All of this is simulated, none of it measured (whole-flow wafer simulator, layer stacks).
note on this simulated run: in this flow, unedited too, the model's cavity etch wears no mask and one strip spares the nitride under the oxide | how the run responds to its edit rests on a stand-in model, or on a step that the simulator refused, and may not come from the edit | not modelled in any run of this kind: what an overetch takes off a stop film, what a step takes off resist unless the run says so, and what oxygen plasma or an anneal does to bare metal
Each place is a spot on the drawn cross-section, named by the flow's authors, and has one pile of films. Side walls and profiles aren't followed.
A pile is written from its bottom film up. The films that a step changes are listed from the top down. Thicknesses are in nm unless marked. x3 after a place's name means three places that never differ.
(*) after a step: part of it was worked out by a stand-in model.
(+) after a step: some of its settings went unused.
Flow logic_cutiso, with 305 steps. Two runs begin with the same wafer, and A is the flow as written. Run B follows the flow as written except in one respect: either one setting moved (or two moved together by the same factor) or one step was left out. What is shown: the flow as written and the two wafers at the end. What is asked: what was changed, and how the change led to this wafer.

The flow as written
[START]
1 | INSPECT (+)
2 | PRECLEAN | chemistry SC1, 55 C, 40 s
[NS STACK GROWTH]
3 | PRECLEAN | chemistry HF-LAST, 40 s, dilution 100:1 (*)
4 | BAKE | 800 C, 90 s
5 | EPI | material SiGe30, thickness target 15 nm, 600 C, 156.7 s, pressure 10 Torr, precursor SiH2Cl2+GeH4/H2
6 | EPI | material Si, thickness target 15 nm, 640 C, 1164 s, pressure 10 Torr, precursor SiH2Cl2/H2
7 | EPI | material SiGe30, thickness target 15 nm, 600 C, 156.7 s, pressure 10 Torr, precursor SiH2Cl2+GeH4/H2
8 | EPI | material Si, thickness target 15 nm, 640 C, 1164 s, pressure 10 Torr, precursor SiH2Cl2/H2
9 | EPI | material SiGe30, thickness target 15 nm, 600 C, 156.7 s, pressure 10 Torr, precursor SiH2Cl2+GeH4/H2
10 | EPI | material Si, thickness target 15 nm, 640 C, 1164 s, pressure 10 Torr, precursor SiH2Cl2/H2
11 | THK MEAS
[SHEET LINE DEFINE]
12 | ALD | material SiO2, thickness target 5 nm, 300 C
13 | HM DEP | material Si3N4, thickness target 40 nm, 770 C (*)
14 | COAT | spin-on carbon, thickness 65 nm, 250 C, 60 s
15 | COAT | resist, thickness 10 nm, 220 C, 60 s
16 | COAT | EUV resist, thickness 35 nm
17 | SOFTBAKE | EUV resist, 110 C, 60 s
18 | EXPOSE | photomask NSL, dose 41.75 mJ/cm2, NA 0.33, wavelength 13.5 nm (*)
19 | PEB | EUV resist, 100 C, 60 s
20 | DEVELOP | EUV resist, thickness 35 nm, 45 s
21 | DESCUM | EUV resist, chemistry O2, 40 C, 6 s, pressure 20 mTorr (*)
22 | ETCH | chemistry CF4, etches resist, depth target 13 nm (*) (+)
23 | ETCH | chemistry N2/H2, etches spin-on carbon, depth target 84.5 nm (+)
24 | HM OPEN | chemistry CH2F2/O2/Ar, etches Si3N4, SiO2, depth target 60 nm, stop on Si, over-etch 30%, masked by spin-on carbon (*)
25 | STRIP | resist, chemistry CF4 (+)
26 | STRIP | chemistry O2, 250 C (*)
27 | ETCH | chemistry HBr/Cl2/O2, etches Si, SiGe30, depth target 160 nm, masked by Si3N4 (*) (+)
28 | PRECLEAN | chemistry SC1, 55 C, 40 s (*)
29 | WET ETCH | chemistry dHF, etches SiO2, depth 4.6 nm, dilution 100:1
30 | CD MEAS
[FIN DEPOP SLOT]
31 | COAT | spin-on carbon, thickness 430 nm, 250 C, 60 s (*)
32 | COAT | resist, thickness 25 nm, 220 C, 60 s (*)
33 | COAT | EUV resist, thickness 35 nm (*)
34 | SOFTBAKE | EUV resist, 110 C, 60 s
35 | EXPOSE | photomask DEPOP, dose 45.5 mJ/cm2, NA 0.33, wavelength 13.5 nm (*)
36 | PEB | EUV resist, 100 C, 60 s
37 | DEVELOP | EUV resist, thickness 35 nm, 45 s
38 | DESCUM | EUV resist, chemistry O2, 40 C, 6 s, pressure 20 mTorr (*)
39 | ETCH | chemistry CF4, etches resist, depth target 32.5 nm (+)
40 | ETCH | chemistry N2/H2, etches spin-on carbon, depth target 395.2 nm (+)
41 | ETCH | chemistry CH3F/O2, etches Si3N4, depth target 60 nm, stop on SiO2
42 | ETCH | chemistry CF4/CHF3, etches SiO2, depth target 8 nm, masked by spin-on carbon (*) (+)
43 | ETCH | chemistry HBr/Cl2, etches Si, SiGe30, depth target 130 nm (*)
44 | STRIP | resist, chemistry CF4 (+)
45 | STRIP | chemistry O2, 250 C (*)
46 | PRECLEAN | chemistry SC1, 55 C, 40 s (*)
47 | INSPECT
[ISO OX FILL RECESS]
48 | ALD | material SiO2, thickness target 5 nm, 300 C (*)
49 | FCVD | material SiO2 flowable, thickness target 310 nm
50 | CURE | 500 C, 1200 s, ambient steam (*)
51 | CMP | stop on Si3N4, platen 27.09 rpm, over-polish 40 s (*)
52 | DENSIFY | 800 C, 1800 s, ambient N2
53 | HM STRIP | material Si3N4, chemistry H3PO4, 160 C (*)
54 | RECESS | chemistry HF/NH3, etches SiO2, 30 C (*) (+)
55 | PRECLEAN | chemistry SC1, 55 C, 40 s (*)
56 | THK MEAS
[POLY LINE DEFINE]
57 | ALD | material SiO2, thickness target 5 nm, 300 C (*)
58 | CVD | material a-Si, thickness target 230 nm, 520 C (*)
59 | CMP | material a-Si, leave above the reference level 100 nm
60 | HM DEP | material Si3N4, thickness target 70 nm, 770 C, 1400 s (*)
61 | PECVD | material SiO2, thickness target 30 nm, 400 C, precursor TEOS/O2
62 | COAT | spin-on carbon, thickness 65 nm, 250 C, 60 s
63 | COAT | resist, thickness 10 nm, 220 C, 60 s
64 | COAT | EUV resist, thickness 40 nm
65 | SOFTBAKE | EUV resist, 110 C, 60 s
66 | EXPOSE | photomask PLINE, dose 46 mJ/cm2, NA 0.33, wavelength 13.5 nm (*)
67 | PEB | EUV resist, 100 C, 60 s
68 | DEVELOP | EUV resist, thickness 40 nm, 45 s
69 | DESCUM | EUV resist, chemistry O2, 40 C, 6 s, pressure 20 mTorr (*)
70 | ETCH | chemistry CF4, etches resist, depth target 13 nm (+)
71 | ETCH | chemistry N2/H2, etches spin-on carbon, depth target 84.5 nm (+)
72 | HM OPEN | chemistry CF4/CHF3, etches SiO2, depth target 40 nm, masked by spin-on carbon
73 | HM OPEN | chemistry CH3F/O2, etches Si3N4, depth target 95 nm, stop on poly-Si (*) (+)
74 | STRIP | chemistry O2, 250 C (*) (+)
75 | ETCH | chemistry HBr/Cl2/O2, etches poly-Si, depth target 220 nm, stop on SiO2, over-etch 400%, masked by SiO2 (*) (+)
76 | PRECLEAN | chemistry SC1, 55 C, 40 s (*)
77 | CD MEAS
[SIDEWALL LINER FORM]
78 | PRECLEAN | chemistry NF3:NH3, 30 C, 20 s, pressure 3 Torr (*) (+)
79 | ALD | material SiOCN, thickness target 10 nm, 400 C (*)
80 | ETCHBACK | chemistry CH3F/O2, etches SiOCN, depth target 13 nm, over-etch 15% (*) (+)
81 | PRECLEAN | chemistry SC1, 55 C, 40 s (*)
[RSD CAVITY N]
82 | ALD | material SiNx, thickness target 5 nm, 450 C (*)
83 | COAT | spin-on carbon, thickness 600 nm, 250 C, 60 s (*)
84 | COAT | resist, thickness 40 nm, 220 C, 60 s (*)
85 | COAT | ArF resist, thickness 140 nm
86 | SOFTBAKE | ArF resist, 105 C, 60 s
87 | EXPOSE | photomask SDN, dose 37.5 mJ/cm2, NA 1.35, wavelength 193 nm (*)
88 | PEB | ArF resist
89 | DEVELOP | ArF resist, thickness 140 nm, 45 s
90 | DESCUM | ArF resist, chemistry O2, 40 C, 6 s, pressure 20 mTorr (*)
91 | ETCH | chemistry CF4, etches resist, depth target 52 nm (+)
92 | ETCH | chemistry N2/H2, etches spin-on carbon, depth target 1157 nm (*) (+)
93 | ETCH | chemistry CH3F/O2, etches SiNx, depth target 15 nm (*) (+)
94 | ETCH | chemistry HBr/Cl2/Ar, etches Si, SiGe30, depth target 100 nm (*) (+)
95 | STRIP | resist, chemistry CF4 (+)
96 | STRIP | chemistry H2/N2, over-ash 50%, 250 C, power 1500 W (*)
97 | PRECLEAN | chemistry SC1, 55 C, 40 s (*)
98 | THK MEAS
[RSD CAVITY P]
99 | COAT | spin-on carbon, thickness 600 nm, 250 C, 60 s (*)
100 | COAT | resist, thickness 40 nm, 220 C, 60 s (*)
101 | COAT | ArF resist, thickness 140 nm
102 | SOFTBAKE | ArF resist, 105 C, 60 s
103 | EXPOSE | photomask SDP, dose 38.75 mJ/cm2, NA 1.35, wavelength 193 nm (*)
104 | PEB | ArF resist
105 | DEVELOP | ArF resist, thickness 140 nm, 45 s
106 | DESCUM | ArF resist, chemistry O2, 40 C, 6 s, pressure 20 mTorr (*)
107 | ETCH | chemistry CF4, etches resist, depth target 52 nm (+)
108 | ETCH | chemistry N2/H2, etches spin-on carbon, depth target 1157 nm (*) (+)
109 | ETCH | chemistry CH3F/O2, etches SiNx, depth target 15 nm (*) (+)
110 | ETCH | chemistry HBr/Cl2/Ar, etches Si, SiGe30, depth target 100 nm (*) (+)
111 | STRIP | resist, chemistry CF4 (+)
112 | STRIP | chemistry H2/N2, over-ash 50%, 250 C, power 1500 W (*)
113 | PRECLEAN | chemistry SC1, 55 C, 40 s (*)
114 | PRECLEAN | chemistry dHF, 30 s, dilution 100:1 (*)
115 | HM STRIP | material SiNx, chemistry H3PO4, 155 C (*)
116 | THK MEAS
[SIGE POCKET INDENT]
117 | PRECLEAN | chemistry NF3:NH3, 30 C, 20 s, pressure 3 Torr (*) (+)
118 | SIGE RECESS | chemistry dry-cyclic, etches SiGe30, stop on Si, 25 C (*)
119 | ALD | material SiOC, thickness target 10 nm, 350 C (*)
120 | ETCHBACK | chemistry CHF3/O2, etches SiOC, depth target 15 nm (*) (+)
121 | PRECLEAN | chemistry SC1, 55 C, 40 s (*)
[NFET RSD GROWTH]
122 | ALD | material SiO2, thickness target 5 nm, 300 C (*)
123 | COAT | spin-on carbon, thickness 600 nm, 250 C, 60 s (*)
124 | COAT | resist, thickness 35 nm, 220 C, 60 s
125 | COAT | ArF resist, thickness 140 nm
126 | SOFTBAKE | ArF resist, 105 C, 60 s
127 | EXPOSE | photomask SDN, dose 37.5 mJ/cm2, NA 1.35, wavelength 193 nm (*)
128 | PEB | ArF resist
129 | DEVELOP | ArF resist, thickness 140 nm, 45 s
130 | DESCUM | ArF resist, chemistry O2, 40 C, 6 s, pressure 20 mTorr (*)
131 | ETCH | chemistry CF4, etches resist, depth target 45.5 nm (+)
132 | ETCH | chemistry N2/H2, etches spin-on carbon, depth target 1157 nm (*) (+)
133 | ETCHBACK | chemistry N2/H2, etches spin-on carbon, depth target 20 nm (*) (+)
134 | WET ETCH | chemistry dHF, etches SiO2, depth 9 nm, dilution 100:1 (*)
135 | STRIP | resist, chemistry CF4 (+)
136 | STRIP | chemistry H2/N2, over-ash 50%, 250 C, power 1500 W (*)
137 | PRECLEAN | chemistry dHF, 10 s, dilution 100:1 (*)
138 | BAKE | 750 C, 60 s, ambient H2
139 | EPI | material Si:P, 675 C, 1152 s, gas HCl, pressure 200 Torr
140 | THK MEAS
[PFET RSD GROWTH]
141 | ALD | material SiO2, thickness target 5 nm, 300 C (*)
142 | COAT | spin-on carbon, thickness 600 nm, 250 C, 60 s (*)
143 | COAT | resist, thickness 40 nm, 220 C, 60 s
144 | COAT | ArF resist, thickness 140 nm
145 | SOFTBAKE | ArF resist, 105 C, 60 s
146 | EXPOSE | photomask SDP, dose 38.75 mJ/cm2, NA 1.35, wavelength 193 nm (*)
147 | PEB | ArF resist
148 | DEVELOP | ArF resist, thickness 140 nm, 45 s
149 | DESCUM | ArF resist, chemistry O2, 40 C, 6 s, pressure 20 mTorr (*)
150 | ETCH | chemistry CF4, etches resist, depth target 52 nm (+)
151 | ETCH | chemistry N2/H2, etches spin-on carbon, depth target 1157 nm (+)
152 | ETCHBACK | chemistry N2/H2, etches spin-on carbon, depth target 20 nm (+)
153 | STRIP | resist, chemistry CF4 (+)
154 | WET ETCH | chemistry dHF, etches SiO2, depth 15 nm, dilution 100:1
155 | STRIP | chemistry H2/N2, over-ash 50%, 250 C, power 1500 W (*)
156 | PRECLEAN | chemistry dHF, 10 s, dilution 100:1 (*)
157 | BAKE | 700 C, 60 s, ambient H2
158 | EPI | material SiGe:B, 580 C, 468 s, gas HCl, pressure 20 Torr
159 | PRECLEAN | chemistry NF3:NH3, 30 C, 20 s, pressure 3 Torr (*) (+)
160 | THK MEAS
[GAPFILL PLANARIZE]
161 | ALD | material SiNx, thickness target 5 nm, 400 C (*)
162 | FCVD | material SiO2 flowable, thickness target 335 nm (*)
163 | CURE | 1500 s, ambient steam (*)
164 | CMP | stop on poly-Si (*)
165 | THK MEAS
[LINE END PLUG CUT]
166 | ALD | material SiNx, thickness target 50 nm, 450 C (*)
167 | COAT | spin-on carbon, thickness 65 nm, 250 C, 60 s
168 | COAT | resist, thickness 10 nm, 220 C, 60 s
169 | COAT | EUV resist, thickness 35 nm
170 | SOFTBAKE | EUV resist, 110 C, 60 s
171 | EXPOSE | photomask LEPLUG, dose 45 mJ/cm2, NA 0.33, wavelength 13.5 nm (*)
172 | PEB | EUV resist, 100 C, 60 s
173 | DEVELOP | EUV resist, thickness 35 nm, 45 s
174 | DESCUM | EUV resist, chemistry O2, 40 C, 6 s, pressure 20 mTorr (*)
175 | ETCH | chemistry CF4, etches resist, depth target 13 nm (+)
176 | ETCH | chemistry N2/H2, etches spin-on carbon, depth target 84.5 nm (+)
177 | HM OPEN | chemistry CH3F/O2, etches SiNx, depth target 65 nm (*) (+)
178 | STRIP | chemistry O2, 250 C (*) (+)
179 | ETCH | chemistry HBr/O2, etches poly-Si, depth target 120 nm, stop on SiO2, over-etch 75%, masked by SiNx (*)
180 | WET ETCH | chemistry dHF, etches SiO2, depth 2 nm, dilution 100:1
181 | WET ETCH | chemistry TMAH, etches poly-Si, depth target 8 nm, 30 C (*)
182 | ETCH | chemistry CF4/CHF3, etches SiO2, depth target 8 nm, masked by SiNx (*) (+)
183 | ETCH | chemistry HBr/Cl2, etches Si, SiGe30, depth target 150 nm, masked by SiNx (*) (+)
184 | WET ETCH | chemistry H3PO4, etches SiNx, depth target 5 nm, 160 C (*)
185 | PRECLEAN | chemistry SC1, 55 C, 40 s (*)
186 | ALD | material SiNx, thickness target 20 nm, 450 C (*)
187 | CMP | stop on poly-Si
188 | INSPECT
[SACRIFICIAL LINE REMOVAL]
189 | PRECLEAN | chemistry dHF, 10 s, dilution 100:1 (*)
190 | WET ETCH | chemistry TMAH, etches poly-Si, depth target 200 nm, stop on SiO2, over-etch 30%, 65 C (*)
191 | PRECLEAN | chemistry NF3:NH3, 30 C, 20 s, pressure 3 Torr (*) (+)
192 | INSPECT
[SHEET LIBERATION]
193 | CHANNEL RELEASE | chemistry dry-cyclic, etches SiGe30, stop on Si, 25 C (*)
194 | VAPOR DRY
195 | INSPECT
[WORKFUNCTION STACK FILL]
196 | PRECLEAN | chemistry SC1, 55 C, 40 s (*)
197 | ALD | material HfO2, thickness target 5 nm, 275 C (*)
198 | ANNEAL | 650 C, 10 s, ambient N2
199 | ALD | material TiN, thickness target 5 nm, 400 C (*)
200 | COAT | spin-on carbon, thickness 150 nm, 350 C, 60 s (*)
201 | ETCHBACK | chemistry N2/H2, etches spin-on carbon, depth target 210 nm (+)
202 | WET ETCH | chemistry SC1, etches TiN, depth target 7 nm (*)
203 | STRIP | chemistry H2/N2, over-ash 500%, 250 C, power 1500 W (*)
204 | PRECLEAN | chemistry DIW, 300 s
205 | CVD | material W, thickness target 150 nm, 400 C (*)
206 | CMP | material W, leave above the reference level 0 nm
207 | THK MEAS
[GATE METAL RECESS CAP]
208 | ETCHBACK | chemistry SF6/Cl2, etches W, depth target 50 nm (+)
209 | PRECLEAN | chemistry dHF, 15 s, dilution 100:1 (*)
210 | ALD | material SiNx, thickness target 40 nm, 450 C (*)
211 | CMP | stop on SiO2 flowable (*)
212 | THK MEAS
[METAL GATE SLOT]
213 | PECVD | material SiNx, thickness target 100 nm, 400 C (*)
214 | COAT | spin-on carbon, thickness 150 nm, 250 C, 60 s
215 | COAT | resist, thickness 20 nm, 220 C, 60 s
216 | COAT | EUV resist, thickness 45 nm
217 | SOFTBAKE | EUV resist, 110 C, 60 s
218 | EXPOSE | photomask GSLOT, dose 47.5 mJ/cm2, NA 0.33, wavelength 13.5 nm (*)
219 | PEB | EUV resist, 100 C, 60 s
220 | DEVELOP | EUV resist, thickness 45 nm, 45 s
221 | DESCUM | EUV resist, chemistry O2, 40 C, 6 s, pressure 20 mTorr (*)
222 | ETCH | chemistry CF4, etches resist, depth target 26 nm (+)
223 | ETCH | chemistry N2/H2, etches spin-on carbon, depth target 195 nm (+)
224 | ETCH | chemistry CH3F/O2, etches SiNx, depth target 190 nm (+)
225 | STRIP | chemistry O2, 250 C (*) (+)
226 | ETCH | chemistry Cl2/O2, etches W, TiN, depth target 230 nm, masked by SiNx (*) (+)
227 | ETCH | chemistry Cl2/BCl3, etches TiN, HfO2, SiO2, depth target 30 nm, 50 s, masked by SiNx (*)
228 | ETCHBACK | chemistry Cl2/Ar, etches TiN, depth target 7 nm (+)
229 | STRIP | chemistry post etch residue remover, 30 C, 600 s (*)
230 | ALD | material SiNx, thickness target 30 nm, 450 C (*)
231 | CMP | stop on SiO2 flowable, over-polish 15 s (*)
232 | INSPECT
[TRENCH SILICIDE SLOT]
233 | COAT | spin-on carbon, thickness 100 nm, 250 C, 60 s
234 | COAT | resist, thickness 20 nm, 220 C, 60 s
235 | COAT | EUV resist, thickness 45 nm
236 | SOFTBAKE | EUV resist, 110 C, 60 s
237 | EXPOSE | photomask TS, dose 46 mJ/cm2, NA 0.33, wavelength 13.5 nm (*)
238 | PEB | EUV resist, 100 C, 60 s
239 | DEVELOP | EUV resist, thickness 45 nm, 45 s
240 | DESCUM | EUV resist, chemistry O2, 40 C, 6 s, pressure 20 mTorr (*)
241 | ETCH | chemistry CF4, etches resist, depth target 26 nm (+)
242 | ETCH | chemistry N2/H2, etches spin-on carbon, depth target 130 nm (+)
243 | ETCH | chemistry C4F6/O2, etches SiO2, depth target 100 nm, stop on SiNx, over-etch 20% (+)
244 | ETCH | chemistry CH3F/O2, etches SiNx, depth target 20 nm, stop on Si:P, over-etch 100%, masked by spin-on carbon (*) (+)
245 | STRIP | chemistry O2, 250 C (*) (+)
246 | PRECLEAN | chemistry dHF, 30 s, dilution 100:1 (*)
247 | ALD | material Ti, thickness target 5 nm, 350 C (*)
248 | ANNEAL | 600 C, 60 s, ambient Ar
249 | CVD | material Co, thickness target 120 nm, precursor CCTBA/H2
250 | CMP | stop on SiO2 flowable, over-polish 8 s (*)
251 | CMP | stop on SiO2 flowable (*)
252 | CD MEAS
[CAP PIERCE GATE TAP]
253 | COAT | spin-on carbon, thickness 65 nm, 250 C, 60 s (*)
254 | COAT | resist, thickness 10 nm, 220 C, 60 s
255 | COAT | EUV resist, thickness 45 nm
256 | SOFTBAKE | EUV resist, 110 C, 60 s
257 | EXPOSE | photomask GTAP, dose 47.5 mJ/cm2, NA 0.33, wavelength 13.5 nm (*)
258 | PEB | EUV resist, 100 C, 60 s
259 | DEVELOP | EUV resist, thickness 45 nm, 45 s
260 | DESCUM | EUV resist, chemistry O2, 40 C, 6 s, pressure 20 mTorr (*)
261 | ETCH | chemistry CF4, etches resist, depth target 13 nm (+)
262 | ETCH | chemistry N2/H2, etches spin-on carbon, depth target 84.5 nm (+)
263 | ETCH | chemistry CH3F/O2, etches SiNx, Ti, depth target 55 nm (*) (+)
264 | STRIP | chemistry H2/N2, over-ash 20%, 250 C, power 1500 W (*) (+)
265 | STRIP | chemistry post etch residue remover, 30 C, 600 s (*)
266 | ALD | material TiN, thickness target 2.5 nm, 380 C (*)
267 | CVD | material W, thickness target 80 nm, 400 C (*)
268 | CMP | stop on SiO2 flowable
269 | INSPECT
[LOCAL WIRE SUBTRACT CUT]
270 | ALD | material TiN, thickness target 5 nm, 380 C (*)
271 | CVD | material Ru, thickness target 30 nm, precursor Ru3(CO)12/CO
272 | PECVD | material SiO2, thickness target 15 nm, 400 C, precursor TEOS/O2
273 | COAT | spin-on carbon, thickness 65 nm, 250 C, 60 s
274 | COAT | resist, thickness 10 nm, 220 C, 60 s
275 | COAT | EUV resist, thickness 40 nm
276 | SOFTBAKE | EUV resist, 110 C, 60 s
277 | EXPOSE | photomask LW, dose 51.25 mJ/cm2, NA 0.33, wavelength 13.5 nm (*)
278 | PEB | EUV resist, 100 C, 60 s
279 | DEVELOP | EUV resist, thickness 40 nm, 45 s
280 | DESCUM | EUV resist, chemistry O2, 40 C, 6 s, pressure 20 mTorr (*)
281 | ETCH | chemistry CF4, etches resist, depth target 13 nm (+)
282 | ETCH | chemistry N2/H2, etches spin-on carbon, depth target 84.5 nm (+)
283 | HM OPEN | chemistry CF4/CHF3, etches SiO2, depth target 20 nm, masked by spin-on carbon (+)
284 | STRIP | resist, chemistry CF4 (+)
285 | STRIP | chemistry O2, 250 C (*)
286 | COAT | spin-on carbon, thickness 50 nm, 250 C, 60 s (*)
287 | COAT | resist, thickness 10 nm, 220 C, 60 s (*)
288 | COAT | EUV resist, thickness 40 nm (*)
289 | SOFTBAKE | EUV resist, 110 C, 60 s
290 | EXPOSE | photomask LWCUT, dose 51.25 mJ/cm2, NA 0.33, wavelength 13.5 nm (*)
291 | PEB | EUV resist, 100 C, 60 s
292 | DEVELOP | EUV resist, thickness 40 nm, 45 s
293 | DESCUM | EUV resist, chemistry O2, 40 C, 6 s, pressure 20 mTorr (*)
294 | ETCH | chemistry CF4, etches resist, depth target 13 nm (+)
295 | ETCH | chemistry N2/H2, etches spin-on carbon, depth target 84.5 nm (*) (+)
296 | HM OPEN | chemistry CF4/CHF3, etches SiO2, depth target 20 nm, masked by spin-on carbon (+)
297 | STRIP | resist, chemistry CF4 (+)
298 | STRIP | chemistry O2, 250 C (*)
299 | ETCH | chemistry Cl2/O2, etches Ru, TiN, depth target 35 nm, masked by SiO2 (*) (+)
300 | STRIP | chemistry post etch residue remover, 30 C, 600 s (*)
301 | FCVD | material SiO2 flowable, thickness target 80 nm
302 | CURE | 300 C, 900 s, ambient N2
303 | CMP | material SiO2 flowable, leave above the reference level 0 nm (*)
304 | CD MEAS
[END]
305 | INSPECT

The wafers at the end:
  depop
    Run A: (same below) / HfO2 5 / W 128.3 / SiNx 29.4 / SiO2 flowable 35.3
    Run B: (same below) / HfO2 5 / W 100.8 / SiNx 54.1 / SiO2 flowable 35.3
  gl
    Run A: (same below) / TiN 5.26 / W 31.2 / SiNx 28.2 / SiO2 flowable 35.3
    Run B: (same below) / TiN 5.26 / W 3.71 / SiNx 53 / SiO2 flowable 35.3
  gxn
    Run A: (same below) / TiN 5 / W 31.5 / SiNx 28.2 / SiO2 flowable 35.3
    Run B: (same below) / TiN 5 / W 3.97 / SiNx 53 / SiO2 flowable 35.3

The reason: step 208, ETCHBACK: depth target 77.5 nm was run, though the flow has depth target 50 nm.

Step by step, how the change led to this:
  208 | ETCHBACK | chemistry SF6/Cl2, etches W, depth target 50 nm (+)
      depop, dpovl, gfld and 9 more: A -50 W | B -77.5 W
      iso, rsdn, rsdp, rsdw, rsdx: A -5 SiO2 flowable | B -7.75 SiO2 flowable
      (and at 5 other places as well)
  210 | ALD | material SiNx, thickness target 40 nm, 450 C (*)
      gfld, gl, glp, gxf, gxn, gxp, tap: A +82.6 SiNx (new film) | B +106.2 SiNx (new film)
      plug: A +42.5 SiNx | B +45.5 SiNx
  211 | CMP | stop on SiO2 flowable (*)
      depop, dpovl, isow, ns, nsgap: A -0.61 SiNx | B nothing
      gfld, gl, glp, gxf, gxn, gxp, tap: A -43.2 SiNx | B -42 SiNx
      (and at 5 other places as well)
  224 | ETCH | chemistry CH3F/O2, etches SiNx, depth target 190 nm (+)
      gfld: A -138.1 SiNx (all of it), -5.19 W | B -162.8 SiNx (all of it), -2.72 W
  226 | ETCH | chemistry Cl2/O2, etches W, TiN, depth target 230 nm, masked by SiNx (*) (+)
      depop, dpovl, gl and 18 more: A -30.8 SiNx | B -24.5 SiNx
      gfld: A -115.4 W (all of it), -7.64 TiN (all of it), -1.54 HfO2 | B -90.4 W (all of it), -7.64 TiN (all of it), -1.23 HfO2
  231 | CMP | stop on SiO2 flowable, over-polish 15 s (*)
      gfld, gl, glp, gxf, gxn, gxp, plug, tap: A -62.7 SiNx | B -69 SiNx
      depop, dpovl, isow, ns, nsgap: A -62.7 SiNx | B -44.8 SiNx
      (and at 9 other places as well)
  243 | ETCH | chemistry C4F6/O2, etches SiO2, depth target 100 nm, stop on SiNx, over-etch 20% (+)
      rsdn, rsdp, rsdw: A -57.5 SiO2 flowable (all of it) | B -54.8 SiO2 flowable (all of it)
  246 | PRECLEAN | chemistry dHF, 30 s, dilution 100:1 (*)
      depop, dpovl, isow, ns, nsgap: A -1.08 SiNx | B -0.52 SiNx
  251 | CMP | stop on SiO2 flowable (*)
      rsdx: A -5 Ti (all of it) | B -4.24 Ti
      gfld, gl, glp, gxf, gxn, gxp, plug, tap: A -5 SiNx | B -4.44 SiNx
      (and at 8 other places as well)
  263 | ETCH | chemistry CH3F/O2, etches SiNx, Ti, depth target 55 nm (*) (+)
      glp, lnrp, lnrt, plug, rsdn, rsdp, rsdw: A -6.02 resist (all of it), -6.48 spin-on carbon | B -6.02 resist (all of it), -11.9 spin-on carbon
      depop, dpovl, gl, isow, ns, nsgap: A -6.03 resist (all of it), -6.46 spin-on carbon | B -6.03 resist (all of it), -11.8 spin-on carbon
      (and at 9 other places as well)
  264 | STRIP | chemistry H2/N2, over-ash 20%, 250 C, power 1500 W (*) (+)
      gfld, gl, gxf, gxn, gxp, lnr, lnri, lnrp: A -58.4 spin-on carbon (all of it) | B -53.1 spin-on carbon (all of it)
      glp, lnrt, plug, rsdn, rsdp, rsdw: A -58.4 spin-on carbon (all of it) | B -53 spin-on carbon (all of it)
      (and at 7 other places as well)
  265 | STRIP | chemistry post etch residue remover, 30 C, 600 s (*)
      rsdx: A nothing | B -0.76 Ti (all of it)
      iso: A -0.66 Ti (all of it) | B -1.17 Ti (all of it)
  267 | CVD | material W, thickness target 80 nm, 400 C (*)
      tap: A +111.4 W (new film) | B +135.4 W (new film)
  268 | CMP | stop on SiO2 flowable
      depop, dpovl, gfld and 9 more: A -80.2 W (all of it), -2.5 TiN (all of it), -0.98 SiNx | B -80.2 W (all of it), -2.5 TiN (all of it), -1.55 SiNx
      lnr, lnri, lnrp, lnrt: A -80 W (all of it), -2.5 TiN (all of it), -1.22 SiOCN | B -80 W (all of it), -2.5 TiN (all of it), -1.79 SiOCN
      (and at 3 other places as well)
